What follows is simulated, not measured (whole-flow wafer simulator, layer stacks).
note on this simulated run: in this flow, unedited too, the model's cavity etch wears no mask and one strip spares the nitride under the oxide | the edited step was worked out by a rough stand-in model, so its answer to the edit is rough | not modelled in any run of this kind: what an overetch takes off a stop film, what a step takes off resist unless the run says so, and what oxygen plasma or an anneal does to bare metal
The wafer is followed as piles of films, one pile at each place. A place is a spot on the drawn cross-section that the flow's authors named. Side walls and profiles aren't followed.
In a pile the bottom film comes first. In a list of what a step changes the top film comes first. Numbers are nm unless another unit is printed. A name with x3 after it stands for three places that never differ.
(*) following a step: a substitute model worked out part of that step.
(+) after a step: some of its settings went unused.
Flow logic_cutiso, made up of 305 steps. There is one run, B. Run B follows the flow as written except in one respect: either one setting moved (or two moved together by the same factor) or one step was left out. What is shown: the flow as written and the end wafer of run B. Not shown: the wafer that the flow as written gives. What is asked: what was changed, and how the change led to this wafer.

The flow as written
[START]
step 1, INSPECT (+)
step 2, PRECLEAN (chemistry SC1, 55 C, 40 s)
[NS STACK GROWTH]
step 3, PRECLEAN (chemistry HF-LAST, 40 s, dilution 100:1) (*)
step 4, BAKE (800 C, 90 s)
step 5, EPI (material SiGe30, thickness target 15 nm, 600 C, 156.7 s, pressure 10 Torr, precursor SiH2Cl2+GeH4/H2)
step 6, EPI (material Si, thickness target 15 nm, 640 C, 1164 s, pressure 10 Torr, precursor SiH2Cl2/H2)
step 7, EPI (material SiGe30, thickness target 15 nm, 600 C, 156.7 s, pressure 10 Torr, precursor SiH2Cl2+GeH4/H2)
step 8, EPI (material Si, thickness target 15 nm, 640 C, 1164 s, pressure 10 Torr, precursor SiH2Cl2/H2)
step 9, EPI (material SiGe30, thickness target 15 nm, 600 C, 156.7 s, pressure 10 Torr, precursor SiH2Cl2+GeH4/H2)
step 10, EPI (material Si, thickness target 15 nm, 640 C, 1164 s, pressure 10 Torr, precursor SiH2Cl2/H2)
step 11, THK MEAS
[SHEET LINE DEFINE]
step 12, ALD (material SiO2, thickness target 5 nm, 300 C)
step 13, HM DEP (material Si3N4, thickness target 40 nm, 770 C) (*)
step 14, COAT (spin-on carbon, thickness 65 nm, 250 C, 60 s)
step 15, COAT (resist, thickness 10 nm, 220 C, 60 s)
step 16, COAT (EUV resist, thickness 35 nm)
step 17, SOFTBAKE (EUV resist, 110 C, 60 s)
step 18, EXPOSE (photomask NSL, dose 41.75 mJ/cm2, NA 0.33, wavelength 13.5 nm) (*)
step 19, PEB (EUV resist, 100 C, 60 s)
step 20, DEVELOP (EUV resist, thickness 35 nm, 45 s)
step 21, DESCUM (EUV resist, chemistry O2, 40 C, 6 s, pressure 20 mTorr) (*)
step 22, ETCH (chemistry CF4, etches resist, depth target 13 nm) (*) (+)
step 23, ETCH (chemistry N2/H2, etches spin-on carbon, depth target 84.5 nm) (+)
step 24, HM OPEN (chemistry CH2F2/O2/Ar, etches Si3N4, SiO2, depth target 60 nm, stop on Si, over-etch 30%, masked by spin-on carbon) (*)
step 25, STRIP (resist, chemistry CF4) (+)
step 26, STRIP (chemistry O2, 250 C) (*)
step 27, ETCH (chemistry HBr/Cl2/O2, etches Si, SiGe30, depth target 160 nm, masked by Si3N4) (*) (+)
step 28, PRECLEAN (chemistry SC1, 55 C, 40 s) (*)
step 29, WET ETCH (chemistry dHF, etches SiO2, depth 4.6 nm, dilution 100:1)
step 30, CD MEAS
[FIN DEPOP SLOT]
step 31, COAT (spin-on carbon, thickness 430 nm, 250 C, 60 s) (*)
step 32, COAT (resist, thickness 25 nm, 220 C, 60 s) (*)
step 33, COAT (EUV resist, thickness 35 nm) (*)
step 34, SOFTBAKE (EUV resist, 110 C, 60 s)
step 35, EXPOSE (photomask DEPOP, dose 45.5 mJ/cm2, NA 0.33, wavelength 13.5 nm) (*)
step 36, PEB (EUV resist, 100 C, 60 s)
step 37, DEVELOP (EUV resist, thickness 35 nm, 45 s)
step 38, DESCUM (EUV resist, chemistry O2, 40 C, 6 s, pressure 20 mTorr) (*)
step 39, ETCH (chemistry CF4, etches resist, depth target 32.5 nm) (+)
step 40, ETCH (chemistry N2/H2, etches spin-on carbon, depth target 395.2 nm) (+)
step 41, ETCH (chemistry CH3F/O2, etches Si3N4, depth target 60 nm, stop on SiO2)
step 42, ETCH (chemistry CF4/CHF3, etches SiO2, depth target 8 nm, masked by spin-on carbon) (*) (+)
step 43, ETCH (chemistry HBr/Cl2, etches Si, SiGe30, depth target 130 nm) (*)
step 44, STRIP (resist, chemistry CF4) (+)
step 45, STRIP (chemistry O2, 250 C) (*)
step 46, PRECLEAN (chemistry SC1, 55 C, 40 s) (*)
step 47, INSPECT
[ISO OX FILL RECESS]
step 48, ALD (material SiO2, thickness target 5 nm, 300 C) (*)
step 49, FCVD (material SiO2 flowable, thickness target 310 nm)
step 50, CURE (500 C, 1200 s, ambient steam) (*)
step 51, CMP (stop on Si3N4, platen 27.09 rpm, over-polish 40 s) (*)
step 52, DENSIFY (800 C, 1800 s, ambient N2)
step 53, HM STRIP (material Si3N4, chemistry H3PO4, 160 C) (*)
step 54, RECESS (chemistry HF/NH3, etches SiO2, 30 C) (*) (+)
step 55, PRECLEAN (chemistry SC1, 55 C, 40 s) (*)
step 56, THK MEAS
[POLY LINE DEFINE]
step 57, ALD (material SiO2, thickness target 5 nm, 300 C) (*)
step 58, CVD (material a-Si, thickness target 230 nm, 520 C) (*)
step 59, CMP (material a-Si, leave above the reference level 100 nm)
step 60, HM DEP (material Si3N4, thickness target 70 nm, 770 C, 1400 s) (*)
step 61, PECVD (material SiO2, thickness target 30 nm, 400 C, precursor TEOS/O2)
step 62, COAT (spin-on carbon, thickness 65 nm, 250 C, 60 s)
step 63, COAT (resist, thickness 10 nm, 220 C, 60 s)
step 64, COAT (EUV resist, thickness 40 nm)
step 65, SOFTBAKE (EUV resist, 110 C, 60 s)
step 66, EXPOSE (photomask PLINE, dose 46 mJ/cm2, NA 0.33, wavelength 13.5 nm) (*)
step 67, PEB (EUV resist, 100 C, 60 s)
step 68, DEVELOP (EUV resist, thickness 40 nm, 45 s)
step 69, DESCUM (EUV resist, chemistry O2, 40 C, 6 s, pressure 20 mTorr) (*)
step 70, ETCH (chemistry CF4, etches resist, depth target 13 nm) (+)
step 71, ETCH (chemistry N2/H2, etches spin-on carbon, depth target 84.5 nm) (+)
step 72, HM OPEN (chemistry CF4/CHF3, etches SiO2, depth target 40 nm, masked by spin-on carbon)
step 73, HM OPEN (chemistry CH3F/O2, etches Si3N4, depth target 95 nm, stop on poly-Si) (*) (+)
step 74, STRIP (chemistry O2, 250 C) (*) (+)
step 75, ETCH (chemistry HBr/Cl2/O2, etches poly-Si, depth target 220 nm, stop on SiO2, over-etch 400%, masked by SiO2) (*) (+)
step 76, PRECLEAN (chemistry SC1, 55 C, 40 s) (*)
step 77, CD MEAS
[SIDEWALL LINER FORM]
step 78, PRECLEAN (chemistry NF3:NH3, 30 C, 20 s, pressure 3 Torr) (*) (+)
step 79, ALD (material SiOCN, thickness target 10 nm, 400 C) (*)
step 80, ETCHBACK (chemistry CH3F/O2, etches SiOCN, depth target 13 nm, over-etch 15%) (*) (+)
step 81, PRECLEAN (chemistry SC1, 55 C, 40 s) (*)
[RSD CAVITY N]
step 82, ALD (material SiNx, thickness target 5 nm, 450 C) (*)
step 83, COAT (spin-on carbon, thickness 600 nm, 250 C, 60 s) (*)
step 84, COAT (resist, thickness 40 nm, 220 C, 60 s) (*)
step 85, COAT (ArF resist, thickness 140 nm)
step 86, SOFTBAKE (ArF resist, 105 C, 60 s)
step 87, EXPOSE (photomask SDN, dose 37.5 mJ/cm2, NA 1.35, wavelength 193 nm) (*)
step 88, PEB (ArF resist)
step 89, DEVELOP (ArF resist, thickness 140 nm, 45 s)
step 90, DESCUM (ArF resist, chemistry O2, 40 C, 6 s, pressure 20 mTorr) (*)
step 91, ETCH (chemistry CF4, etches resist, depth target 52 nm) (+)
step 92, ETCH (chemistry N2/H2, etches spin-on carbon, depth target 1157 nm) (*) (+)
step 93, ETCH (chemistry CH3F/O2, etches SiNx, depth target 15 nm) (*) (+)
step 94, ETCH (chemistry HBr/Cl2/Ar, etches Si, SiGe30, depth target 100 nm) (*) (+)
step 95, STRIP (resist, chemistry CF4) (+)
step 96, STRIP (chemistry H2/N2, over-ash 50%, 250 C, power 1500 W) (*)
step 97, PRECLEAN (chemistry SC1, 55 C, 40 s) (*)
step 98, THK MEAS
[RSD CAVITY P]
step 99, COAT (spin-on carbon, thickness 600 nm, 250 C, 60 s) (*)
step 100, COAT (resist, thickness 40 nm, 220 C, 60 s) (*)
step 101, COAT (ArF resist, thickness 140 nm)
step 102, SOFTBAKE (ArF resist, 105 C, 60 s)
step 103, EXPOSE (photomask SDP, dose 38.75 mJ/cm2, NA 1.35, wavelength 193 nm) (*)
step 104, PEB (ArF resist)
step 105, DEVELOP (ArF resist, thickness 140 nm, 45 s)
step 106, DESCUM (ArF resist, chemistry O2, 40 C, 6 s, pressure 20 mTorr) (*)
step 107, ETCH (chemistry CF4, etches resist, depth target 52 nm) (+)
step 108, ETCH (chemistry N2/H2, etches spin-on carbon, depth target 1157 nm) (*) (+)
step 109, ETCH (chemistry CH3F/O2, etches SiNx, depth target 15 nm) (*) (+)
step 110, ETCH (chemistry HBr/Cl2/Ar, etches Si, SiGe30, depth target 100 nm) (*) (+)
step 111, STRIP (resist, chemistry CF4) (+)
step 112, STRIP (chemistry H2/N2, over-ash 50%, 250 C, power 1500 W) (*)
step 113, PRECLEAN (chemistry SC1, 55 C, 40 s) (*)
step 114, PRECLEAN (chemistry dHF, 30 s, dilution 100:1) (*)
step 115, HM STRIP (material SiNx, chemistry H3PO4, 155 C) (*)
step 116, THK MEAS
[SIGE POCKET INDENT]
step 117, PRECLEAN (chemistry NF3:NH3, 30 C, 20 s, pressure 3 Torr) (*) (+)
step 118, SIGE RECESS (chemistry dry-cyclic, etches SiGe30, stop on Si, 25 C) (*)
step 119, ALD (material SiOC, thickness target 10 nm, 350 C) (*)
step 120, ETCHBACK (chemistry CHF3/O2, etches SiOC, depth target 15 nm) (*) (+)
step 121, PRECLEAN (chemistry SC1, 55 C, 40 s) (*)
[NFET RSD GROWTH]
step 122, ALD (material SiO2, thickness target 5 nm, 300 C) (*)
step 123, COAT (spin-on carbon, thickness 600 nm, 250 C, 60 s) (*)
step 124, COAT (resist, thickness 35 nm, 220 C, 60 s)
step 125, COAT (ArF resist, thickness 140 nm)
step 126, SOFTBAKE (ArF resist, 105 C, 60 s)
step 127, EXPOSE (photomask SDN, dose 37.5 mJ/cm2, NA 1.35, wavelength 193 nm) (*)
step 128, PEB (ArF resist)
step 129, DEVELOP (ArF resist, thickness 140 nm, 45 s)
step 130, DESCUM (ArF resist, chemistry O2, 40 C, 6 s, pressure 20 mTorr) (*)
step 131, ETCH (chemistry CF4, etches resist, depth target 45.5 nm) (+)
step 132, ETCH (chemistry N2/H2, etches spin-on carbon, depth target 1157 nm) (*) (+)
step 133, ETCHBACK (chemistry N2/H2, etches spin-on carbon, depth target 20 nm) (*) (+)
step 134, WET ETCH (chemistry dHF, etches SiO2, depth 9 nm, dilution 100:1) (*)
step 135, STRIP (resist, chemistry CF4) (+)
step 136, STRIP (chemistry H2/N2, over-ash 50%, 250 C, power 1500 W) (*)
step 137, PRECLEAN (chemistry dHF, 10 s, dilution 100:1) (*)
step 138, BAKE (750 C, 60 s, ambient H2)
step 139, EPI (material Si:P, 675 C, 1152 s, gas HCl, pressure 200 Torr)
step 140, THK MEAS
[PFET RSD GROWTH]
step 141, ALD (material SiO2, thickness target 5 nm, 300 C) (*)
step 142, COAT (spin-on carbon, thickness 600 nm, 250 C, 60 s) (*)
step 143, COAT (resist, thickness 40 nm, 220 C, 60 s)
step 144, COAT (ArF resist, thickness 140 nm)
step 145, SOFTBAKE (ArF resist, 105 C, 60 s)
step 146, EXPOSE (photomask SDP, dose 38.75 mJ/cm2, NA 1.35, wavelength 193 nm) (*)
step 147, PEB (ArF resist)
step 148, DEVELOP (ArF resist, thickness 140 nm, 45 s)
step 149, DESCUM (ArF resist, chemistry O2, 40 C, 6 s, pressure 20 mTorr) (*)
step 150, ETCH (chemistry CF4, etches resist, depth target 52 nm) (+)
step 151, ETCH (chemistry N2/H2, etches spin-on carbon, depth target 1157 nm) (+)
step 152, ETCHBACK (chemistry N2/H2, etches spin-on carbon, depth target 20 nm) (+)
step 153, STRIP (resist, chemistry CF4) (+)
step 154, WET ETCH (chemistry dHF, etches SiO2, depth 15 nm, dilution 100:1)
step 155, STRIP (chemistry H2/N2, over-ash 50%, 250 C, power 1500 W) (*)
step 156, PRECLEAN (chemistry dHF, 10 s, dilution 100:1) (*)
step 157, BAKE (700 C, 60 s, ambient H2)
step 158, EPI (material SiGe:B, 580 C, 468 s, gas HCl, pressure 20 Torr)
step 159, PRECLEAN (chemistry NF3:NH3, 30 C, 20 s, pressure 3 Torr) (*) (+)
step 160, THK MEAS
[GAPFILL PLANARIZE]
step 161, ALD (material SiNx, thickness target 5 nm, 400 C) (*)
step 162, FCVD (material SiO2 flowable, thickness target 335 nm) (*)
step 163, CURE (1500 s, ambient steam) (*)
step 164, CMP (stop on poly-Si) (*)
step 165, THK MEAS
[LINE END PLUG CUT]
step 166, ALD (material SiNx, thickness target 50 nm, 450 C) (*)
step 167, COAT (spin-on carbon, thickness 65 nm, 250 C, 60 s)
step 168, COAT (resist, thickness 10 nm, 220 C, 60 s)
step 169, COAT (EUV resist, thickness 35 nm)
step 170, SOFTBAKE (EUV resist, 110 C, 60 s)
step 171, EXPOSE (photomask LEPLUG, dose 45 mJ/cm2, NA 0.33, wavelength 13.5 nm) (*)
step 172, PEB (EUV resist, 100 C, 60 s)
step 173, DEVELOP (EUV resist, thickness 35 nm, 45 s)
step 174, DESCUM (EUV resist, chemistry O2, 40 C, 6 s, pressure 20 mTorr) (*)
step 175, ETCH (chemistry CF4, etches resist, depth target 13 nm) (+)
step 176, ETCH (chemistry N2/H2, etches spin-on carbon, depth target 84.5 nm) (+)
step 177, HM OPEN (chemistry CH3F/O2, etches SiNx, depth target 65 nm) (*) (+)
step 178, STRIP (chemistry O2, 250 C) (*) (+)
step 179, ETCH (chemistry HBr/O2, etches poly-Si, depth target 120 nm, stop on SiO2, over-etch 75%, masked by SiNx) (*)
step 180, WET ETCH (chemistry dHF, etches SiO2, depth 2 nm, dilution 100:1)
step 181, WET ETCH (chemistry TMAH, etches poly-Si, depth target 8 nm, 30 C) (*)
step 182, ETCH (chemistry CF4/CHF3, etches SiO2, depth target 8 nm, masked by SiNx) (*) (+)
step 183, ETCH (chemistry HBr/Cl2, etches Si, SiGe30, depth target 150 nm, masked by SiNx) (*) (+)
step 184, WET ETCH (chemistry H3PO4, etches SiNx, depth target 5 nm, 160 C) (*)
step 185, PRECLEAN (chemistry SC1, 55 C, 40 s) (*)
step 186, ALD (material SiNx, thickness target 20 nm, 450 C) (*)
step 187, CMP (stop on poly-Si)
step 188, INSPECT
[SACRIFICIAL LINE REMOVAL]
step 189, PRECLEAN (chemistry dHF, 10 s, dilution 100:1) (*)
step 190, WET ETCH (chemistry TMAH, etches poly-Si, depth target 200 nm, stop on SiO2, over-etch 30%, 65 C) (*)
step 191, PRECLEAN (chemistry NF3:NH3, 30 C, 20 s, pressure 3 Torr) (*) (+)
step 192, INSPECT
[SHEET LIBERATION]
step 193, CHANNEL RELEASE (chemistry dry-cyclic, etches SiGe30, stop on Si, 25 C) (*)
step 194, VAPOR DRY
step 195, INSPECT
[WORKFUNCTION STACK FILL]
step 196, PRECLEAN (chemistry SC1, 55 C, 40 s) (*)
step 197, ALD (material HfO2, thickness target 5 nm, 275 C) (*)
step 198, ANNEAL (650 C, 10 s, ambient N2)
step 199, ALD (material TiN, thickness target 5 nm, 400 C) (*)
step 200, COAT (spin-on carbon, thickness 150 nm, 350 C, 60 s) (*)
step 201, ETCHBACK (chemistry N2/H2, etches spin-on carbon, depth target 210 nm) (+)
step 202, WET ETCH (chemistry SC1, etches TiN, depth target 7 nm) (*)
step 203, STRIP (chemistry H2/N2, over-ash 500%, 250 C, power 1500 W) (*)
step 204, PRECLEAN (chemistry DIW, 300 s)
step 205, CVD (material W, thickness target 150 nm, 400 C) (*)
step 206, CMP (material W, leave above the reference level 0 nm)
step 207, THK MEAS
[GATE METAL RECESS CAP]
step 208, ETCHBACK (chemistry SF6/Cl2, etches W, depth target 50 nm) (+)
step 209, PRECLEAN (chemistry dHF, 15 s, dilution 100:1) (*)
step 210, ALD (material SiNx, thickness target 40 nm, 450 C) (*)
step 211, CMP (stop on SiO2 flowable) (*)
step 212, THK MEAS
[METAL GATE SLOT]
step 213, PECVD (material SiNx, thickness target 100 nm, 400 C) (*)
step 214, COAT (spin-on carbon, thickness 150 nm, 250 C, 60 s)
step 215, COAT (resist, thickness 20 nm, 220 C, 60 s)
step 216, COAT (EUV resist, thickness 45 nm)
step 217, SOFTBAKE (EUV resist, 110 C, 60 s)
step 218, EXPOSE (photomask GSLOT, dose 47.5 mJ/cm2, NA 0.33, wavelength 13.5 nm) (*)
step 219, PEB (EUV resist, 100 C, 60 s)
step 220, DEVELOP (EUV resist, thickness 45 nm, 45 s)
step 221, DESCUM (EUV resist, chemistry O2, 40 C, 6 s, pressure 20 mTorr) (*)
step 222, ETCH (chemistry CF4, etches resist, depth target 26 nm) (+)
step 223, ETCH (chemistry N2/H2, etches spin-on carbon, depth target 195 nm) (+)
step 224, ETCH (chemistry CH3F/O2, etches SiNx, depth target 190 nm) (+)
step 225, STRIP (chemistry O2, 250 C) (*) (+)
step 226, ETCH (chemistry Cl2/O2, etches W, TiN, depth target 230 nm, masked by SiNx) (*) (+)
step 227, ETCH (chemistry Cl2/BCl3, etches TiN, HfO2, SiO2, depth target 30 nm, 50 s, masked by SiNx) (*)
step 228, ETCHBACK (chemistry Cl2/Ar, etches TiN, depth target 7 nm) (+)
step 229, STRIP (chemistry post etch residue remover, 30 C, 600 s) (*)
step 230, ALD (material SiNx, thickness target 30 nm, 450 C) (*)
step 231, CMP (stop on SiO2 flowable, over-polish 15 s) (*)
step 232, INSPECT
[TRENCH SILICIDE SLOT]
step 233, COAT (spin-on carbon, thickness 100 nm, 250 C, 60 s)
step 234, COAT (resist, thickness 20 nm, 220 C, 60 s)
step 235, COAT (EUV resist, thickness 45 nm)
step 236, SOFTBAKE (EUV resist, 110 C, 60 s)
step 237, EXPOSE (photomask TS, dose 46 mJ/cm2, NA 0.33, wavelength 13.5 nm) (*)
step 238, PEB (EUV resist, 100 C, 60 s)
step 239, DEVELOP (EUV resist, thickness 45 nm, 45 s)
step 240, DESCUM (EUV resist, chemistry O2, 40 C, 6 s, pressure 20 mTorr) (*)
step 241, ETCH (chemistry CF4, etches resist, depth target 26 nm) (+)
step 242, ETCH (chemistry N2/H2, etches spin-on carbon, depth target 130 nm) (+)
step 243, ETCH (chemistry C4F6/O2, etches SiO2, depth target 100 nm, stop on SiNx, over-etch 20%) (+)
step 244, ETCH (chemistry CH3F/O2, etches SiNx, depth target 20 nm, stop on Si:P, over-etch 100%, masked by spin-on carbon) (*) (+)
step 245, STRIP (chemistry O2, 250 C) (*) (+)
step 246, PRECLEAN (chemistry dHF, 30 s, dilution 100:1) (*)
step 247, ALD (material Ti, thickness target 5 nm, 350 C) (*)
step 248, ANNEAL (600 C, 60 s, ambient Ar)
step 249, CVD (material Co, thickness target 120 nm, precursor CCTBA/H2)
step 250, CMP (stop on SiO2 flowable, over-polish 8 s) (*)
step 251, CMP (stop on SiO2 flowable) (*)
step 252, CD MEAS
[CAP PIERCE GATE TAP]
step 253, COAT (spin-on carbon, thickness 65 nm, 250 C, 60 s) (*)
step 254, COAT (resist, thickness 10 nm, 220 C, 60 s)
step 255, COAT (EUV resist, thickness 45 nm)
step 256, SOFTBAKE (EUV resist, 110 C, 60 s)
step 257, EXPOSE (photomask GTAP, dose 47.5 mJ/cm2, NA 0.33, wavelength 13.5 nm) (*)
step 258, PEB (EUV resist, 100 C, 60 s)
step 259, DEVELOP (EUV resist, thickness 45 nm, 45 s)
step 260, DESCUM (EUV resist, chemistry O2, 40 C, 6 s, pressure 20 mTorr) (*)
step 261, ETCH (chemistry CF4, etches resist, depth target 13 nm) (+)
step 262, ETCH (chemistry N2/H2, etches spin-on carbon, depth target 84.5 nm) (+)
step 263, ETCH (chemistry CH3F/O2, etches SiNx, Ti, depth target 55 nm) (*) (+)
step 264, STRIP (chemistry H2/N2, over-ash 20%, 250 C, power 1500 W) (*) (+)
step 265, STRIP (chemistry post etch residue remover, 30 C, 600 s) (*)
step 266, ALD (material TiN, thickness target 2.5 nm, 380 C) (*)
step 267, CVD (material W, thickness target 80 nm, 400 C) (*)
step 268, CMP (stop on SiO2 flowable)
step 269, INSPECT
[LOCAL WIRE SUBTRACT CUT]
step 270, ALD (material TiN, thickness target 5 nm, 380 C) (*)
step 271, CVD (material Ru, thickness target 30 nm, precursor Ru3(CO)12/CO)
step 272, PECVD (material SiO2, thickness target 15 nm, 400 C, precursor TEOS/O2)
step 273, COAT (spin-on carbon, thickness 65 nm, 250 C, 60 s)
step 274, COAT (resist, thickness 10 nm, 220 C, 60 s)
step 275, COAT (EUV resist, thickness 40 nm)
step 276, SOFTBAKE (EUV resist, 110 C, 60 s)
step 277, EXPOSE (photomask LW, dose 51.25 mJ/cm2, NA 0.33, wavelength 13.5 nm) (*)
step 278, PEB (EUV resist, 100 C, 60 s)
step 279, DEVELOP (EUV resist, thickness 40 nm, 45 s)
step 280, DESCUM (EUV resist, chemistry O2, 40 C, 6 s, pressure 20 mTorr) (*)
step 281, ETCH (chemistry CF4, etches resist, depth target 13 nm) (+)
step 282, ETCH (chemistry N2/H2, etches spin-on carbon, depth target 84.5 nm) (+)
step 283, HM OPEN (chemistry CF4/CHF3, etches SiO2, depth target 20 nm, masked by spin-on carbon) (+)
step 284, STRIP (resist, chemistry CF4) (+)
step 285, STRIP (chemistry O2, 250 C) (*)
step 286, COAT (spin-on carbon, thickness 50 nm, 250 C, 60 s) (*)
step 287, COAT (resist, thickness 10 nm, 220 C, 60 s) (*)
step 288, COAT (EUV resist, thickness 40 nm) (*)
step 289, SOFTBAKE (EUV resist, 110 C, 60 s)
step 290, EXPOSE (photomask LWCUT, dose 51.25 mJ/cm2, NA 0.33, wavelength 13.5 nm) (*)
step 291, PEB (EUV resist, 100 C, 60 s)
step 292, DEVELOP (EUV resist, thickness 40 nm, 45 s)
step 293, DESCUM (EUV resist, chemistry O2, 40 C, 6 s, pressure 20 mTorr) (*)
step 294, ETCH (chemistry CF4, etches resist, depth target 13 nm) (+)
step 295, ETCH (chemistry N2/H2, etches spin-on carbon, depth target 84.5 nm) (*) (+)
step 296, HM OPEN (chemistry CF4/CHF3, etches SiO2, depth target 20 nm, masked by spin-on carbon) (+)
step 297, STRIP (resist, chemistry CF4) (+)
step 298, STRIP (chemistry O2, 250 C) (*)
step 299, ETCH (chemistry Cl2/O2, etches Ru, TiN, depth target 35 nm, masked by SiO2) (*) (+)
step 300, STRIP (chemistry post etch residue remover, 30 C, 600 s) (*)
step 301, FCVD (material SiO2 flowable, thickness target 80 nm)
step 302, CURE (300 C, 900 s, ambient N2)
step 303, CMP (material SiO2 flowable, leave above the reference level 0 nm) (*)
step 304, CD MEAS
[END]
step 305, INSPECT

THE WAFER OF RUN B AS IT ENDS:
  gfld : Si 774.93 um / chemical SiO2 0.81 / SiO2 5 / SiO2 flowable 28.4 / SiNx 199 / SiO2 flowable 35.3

Cause: step 227, ETCH: depth target 40.5 nm was run, while the flow as written has depth target 30 nm; step 227, ETCH: 67.5 s was run, where the flow has 50 s.

The path from the change to this, step by step:
  step 227, ETCH (chemistry Cl2/BCl3, etches TiN, HfO2, SiO2, depth target 30 nm, 50 s, masked by SiNx) (*)
      depop, dpovl, gl and 18 more: SiNx loses 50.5 (as written it would have been: SiNx loses 37.4)
      gfld: HfO2 loses 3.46 (all of it), SiO2 flowable loses 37 (as written it would have been: HfO2 loses 3.46 (all of it), SiO2 flowable loses 26.5)
  step 231, CMP (stop on SiO2 flowable, over-polish 15 s) (*)
      depop, dpovl, gfld and 10 more: SiNx loses 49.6 (as written it would have been: SiNx loses 62.7)
      lnr, lnri, lnrp, lnrt: SiNx loses 47.9 (all of it), SiOCN loses 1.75 (as written it would have been: SiNx loses 61 (all of it), SiOCN loses 1.75)
      (and at 5 other places as well)
